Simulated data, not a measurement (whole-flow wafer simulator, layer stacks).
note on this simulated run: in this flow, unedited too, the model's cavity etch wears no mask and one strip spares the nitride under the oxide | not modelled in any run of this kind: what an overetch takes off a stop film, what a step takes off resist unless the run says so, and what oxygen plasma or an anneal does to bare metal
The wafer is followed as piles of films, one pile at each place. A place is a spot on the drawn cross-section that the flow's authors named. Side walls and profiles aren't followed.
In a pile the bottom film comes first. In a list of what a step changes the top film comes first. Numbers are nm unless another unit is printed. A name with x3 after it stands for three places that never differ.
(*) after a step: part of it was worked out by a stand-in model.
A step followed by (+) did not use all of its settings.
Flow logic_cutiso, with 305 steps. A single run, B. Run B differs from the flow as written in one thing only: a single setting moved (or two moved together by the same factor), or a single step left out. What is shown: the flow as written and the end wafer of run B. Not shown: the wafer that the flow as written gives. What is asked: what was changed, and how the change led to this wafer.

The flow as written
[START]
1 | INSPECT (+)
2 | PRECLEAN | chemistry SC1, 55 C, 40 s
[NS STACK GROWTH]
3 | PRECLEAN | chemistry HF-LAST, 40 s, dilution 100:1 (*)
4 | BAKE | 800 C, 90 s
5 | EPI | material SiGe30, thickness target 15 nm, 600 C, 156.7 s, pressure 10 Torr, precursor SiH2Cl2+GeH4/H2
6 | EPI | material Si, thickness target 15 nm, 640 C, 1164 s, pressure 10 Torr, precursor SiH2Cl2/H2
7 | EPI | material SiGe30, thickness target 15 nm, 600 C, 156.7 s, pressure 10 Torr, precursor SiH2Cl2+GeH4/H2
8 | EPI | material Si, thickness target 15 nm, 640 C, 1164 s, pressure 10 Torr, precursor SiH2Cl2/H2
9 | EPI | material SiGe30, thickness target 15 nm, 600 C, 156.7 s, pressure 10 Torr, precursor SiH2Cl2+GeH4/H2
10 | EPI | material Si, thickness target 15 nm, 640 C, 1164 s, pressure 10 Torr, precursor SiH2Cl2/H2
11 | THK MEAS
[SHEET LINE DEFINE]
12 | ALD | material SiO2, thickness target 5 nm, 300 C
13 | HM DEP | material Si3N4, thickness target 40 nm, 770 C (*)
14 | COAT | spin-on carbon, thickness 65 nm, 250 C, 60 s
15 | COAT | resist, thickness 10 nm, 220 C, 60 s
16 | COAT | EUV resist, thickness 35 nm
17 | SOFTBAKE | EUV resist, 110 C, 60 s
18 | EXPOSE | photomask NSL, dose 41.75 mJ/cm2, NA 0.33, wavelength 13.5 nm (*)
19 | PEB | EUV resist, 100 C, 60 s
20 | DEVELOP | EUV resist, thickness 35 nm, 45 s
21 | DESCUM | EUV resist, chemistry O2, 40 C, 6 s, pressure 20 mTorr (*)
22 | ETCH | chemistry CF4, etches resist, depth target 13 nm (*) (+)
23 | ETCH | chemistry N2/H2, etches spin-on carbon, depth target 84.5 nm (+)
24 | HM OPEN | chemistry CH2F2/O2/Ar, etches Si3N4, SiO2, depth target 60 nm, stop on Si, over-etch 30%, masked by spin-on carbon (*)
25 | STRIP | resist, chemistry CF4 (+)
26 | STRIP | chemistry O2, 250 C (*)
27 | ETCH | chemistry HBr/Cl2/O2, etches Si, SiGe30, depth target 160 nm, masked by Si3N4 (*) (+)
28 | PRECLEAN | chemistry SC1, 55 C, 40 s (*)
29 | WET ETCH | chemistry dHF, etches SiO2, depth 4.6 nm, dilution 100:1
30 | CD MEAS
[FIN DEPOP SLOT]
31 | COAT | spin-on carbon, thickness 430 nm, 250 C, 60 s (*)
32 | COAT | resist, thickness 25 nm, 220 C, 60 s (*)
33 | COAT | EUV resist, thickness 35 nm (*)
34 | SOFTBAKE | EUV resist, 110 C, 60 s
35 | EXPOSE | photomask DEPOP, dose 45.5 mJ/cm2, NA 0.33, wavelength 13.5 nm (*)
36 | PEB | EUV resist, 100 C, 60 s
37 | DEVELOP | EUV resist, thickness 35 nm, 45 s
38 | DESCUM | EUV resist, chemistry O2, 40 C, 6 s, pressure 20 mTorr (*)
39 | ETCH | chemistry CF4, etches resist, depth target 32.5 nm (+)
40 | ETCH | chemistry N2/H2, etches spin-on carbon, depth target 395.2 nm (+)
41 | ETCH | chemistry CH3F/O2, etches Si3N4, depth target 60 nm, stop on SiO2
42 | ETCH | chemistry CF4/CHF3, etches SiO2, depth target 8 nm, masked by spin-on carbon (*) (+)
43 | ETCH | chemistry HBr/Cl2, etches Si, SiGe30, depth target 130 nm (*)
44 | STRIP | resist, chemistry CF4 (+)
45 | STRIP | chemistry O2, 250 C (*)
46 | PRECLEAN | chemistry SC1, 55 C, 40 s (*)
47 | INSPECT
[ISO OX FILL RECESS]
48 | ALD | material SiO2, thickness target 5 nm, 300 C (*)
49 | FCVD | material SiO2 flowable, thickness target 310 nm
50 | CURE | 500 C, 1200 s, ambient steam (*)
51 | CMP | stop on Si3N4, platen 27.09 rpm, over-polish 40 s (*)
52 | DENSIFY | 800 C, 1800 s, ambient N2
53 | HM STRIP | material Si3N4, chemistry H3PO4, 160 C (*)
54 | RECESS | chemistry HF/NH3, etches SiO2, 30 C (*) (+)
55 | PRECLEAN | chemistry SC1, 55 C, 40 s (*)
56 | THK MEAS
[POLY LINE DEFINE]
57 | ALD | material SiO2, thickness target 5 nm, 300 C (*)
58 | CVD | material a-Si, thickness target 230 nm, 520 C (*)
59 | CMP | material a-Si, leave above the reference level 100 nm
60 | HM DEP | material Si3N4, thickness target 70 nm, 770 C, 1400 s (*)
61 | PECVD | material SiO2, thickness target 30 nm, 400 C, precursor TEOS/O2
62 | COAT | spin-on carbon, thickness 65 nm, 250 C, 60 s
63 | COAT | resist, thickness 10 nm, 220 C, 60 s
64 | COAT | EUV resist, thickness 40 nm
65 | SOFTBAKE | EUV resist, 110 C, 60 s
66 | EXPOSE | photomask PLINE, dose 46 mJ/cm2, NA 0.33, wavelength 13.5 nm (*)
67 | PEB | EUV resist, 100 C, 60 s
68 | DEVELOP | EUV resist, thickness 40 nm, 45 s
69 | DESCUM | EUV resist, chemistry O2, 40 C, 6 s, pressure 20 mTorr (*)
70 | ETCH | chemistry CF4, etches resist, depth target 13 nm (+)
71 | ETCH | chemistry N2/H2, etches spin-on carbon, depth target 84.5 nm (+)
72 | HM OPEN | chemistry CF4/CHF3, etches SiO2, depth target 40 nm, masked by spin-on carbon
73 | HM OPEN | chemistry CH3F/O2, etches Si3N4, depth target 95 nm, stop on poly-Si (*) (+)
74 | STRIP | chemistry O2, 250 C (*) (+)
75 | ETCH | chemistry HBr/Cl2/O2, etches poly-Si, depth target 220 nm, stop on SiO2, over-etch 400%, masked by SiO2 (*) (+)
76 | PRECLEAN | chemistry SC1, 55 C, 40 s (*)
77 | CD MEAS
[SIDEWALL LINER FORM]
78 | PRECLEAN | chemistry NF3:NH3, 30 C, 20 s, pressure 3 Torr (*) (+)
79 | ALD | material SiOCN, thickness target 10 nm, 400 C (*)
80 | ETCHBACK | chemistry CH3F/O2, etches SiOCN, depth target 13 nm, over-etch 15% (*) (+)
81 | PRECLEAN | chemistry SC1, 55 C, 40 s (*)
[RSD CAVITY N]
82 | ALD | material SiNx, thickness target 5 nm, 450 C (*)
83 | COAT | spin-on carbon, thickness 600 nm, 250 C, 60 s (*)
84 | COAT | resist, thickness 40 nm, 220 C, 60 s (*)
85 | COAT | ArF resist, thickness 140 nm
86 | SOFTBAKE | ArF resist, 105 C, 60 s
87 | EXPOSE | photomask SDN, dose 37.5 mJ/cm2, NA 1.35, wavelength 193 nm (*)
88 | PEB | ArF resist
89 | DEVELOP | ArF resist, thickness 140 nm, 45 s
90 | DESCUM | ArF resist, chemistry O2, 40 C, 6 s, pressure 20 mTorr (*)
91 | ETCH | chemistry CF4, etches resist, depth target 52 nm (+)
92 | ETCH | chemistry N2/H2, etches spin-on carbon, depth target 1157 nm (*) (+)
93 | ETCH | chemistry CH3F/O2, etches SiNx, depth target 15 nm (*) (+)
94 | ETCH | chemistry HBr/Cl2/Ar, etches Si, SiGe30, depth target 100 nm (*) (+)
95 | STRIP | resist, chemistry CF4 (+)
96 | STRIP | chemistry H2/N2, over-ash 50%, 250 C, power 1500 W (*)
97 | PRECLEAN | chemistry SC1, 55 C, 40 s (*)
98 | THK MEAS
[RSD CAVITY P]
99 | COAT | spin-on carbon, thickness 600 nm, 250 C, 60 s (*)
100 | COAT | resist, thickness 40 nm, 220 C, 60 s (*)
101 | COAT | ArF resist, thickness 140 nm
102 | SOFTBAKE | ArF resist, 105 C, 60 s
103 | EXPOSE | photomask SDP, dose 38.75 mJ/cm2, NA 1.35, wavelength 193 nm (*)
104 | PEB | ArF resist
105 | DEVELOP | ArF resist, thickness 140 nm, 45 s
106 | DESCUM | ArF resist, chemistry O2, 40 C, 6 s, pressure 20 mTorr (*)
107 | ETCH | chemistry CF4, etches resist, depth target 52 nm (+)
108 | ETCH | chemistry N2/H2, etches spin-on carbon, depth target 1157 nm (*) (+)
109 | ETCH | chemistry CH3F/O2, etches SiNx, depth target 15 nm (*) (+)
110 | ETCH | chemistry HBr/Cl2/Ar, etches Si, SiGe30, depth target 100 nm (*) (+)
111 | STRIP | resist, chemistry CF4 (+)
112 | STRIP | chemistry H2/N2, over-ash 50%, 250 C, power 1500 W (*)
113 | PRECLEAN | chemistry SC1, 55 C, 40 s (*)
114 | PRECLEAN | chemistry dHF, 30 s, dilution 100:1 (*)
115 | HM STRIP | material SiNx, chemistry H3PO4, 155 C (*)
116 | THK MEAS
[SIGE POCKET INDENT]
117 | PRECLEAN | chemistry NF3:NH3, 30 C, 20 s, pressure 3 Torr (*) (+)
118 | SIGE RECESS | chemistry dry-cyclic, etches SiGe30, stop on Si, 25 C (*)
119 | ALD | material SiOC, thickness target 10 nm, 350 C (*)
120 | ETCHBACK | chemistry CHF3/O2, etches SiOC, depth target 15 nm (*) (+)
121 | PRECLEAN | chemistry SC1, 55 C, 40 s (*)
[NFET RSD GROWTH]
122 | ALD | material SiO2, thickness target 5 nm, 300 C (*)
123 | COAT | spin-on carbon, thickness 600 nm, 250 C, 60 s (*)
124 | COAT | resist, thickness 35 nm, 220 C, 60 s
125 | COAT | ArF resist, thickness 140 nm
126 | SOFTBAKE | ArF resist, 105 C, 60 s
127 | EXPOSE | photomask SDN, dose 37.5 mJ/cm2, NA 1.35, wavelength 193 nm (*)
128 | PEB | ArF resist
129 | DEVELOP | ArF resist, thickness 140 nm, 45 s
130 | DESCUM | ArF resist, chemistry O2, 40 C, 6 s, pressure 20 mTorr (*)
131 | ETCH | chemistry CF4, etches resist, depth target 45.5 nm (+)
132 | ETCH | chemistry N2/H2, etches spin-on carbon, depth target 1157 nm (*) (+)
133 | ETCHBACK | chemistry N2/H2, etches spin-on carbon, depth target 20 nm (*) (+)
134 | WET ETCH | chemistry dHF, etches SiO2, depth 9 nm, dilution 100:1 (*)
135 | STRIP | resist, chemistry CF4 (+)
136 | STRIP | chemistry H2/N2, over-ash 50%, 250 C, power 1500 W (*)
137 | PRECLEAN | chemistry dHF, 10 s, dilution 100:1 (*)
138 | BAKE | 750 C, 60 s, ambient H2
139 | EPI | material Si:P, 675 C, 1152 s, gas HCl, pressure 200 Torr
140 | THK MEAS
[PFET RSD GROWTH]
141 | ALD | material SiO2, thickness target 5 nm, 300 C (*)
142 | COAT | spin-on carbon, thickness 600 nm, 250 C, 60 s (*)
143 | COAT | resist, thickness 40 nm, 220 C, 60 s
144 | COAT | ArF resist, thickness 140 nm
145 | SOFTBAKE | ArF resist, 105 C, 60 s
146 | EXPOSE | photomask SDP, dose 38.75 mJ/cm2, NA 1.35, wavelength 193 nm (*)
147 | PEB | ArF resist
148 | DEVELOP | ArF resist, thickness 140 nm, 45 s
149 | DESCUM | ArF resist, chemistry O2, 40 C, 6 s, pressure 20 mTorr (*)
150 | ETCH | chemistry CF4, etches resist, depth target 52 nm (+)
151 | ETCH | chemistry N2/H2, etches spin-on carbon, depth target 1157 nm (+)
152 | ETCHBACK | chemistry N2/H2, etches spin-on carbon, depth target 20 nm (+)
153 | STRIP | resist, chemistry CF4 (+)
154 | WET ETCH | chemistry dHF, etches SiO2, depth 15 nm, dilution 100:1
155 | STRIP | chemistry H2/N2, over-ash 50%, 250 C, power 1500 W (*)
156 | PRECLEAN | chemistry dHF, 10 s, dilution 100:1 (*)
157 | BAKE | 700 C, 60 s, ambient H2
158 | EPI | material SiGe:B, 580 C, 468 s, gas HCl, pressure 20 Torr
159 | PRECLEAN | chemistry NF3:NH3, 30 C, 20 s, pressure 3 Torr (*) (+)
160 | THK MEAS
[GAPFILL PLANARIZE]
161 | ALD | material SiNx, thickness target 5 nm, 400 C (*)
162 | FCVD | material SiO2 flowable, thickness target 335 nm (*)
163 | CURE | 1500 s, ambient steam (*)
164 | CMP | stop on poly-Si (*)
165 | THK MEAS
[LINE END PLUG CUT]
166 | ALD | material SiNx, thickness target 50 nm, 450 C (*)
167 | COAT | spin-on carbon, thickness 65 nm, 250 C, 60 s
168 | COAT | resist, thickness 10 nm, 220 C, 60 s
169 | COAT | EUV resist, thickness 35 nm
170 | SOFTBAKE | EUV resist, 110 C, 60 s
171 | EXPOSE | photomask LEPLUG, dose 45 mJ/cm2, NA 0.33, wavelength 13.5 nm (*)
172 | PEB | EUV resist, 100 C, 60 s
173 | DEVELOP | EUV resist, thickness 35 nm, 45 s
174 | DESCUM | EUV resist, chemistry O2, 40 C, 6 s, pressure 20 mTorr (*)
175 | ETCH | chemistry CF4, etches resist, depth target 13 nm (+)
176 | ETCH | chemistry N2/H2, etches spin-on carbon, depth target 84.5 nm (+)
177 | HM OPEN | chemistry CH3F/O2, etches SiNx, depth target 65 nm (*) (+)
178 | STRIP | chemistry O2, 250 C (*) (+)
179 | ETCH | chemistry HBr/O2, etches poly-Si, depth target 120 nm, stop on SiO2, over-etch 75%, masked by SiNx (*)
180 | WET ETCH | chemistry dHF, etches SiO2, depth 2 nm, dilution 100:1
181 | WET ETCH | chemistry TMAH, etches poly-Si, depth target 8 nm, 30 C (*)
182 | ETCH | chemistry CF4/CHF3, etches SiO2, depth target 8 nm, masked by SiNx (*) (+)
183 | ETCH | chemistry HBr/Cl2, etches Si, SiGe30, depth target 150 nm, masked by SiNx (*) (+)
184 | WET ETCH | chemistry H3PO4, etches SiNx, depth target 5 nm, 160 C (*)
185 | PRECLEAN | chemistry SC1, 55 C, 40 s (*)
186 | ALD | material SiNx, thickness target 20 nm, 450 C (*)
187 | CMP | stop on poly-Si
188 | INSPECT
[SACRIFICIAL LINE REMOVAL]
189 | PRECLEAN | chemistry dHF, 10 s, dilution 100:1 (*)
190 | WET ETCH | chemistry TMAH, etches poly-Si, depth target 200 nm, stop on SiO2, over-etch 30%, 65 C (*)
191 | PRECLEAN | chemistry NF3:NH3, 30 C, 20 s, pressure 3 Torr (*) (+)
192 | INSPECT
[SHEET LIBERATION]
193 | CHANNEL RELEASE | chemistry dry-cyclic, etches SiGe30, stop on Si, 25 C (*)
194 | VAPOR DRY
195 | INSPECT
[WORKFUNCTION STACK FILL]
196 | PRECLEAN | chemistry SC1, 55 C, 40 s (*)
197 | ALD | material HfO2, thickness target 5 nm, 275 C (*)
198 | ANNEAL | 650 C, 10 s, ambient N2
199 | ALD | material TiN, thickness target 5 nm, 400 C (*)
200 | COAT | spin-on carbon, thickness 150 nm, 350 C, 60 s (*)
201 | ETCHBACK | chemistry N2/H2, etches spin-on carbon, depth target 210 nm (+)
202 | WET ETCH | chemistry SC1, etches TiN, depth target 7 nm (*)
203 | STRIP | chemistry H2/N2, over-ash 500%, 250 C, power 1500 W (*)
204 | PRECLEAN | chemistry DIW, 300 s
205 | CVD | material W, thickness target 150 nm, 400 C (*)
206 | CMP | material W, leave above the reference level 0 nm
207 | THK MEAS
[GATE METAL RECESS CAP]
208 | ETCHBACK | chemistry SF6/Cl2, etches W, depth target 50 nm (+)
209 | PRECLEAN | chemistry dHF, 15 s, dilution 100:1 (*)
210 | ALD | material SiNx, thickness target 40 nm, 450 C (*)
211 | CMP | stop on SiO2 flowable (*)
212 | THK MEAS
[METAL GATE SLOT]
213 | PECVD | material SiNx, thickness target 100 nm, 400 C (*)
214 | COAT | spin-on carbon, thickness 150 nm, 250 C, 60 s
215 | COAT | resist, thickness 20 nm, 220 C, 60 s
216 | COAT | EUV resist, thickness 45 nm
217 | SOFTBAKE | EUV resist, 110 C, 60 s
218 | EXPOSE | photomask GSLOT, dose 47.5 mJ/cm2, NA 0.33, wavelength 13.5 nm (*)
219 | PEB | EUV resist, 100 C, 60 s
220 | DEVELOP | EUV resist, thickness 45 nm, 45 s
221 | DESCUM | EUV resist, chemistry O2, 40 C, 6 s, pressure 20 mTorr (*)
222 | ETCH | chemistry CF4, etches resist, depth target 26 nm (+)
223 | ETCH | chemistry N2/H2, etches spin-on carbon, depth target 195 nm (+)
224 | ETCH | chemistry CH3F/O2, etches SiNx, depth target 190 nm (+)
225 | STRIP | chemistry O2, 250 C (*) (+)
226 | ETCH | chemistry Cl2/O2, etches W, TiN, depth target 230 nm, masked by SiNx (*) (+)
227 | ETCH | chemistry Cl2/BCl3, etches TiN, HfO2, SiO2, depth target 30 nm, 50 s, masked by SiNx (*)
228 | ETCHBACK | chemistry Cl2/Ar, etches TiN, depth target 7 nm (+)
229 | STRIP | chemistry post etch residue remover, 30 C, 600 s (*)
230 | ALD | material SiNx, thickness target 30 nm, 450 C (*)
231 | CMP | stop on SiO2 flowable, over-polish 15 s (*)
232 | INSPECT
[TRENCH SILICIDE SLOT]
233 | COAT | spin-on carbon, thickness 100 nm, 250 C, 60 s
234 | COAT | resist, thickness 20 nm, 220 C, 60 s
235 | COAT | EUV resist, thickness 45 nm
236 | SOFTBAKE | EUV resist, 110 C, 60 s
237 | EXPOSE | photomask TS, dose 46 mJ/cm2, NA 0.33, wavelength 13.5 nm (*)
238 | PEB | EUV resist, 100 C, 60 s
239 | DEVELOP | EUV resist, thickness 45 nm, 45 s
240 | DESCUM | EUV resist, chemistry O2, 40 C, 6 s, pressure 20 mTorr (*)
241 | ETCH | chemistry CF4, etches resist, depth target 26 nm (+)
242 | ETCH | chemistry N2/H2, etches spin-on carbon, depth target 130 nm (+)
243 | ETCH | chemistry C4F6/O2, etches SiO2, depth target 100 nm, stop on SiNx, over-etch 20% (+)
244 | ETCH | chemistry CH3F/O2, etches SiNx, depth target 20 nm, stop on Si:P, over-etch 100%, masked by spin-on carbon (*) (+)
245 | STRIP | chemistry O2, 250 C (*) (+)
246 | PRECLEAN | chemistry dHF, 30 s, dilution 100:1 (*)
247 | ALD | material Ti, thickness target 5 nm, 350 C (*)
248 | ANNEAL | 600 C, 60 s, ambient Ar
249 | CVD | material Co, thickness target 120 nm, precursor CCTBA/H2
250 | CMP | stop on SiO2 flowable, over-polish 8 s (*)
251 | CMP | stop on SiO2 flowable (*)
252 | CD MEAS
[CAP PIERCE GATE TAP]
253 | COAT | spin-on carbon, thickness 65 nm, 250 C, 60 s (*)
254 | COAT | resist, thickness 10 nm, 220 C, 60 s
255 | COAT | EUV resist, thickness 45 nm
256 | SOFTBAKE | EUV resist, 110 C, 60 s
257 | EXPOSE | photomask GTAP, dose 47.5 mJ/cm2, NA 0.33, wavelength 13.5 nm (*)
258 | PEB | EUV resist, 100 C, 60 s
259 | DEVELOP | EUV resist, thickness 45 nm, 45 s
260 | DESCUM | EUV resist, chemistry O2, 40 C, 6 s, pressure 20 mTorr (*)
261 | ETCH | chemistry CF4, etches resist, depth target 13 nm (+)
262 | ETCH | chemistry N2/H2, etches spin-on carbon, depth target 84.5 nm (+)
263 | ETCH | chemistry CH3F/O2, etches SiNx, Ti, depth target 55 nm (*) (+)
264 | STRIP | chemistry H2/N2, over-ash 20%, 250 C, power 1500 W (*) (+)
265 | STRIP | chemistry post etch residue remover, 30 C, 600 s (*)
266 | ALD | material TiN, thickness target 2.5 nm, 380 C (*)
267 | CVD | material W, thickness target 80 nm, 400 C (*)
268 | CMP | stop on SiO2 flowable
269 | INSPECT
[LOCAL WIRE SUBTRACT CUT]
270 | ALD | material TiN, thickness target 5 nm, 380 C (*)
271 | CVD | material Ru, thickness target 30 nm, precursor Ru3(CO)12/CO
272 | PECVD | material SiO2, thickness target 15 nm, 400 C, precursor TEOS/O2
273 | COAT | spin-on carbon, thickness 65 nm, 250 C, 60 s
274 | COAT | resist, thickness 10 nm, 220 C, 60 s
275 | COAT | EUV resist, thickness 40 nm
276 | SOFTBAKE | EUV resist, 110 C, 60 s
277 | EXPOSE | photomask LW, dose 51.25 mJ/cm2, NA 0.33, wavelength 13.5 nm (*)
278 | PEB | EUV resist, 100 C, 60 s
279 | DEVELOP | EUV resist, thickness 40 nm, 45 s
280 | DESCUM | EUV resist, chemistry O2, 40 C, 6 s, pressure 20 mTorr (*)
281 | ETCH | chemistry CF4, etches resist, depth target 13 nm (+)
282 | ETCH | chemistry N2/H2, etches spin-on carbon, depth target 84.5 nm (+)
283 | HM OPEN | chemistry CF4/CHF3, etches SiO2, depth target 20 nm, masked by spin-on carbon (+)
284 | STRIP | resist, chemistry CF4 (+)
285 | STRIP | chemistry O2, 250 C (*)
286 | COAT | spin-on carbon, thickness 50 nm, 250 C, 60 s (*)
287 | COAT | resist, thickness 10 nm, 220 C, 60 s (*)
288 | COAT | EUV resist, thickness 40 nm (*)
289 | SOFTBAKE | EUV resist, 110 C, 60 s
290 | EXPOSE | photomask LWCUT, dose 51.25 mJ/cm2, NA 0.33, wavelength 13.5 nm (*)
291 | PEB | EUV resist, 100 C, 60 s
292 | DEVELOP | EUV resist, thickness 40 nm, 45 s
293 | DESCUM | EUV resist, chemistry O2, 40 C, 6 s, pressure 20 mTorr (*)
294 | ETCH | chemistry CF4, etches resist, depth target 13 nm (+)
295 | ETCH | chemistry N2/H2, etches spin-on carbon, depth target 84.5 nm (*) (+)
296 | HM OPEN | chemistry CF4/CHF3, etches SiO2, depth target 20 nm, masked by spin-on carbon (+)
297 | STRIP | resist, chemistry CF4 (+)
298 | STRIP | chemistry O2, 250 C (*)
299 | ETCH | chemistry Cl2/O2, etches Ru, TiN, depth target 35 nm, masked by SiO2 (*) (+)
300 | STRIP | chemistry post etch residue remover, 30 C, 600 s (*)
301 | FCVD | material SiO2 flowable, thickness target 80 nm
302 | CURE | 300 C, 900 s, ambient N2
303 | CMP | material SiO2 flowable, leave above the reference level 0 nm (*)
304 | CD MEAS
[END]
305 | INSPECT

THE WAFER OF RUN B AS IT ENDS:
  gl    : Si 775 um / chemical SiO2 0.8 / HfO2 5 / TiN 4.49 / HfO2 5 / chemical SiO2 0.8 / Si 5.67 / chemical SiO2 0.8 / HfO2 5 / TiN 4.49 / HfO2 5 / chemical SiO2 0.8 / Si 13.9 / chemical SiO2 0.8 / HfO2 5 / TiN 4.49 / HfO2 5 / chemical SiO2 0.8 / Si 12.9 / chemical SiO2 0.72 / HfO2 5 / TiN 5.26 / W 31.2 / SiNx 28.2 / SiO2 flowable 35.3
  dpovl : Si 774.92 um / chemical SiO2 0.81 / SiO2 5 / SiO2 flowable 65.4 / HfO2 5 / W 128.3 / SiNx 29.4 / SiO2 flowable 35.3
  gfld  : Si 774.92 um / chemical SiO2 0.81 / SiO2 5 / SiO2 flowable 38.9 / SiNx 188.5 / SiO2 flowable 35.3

The reason: step 6, EPI: 524 s was run, though the flow has 1164 s.

The path from the change to this, step by step:
  6 | EPI | material Si, thickness target 15 nm, 640 C, 1164 s, pressure 10 Torr, precursor SiH2Cl2/H2
      depop, dpovl, gfld and 19 more: Si gains 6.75 (new film) (as written it would have been: Si gains 15 (new film))
  27 | ETCH | chemistry HBr/Cl2/O2, etches Si, SiGe30, depth target 160 nm, masked by Si3N4 (*) (+)
      gfld, gxf, iso, lnri: chemical SiO2 loses 0.79 (all of it), Si loses 11.4 (all of it), SiGe30 loses 15 (all of it), Si loses 15 (all of it), SiGe30 loses 15 (all of it), Si loses 6.75 (all of it), SiGe30 loses 15 (all of it), Si loses 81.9 (as written it would have been: chemical SiO2 loses 0.79 (all of it), Si loses 11.4 (all of it), SiGe30 loses 15 (all of it), Si loses 15 (all of it), SiGe30 loses 15 (all of it), Si loses 15 (all of it), SiGe30 loses 15 (all of it), Si loses 73.6)
      dpovl, nsgap: chemical SiO2 loses 0.79 (all of it), Si loses 11.8 (all of it), SiGe30 loses 15 (all of it), Si loses 15 (all of it), SiGe30 loses 15 (all of it), Si loses 6.75 (all of it), SiGe30 loses 15 (all of it), Si loses 81.5 (as written it would have been: chemical SiO2 loses 0.79 (all of it), Si loses 11.8 (all of it), SiGe30 loses 15 (all of it), Si loses 15 (all of it), SiGe30 loses 15 (all of it), Si loses 15 (all of it), SiGe30 loses 15 (all of it), Si loses 73.2)
      (also at 1 further place)
  43 | ETCH | chemistry HBr/Cl2, etches Si, SiGe30, depth target 130 nm (*)
      depop: Si loses 14 (all of it), SiGe30 loses 15 (all of it), Si loses 15 (all of it), SiGe30 loses 15 (all of it), Si loses 6.75 (all of it), SiGe30 loses 15 (all of it), Si loses 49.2 (as written it would have been: Si loses 14 (all of it), SiGe30 loses 15 (all of it), Si loses 15 (all of it), SiGe30 loses 15 (all of it), Si loses 15 (all of it), SiGe30 loses 15 (all of it), Si loses 41)
  94 | ETCH | chemistry HBr/Cl2/Ar, etches Si, SiGe30, depth target 100 nm (*) (+)
      rsdn, rsdx: chemical SiO2 loses 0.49 (all of it), Si loses 12.8 (all of it), SiGe30 loses 15 (all of it), Si loses 15 (all of it), SiGe30 loses 15 (all of it), Si loses 6.75 (all of it), SiGe30 loses 15 (all of it), Si loses 20.4 (as written it would have been: chemical SiO2 loses 0.49 (all of it), Si loses 12.8 (all of it), SiGe30 loses 15 (all of it), Si loses 15 (all of it), SiGe30 loses 15 (all of it), Si loses 15 (all of it), SiGe30 loses 15 (all of it), Si loses 12.2)
  110 | ETCH | chemistry HBr/Cl2/Ar, etches Si, SiGe30, depth target 100 nm (*) (+)
      rsdp, rsdw: chemical SiO2 loses 0.49 (all of it), Si loses 12.8 (all of it), SiGe30 loses 15 (all of it), Si loses 15 (all of it), SiGe30 loses 15 (all of it), Si loses 6.75 (all of it), SiGe30 loses 15 (all of it), Si loses 20.4 (as written it would have been: chemical SiO2 loses 0.49 (all of it), Si loses 12.8 (all of it), SiGe30 loses 15 (all of it), Si loses 15 (all of it), SiGe30 loses 15 (all of it), Si loses 15 (all of it), SiGe30 loses 15 (all of it), Si loses 12.2)
  183 | ETCH | chemistry HBr/Cl2, etches Si, SiGe30, depth target 150 nm, masked by SiNx (*) (+)
      plug: Si loses 13.6 (all of it), SiGe30 loses 15 (all of it), Si loses 15 (all of it), SiGe30 loses 15 (all of it), Si loses 6.75 (all of it), SiGe30 loses 15 (all of it), Si loses 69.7 (as written it would have been: Si loses 13.6 (all of it), SiGe30 loses 15 (all of it), Si loses 15 (all of it), SiGe30 loses 15 (all of it), Si loses 15 (all of it), SiGe30 loses 15 (all of it), Si loses 61.4)
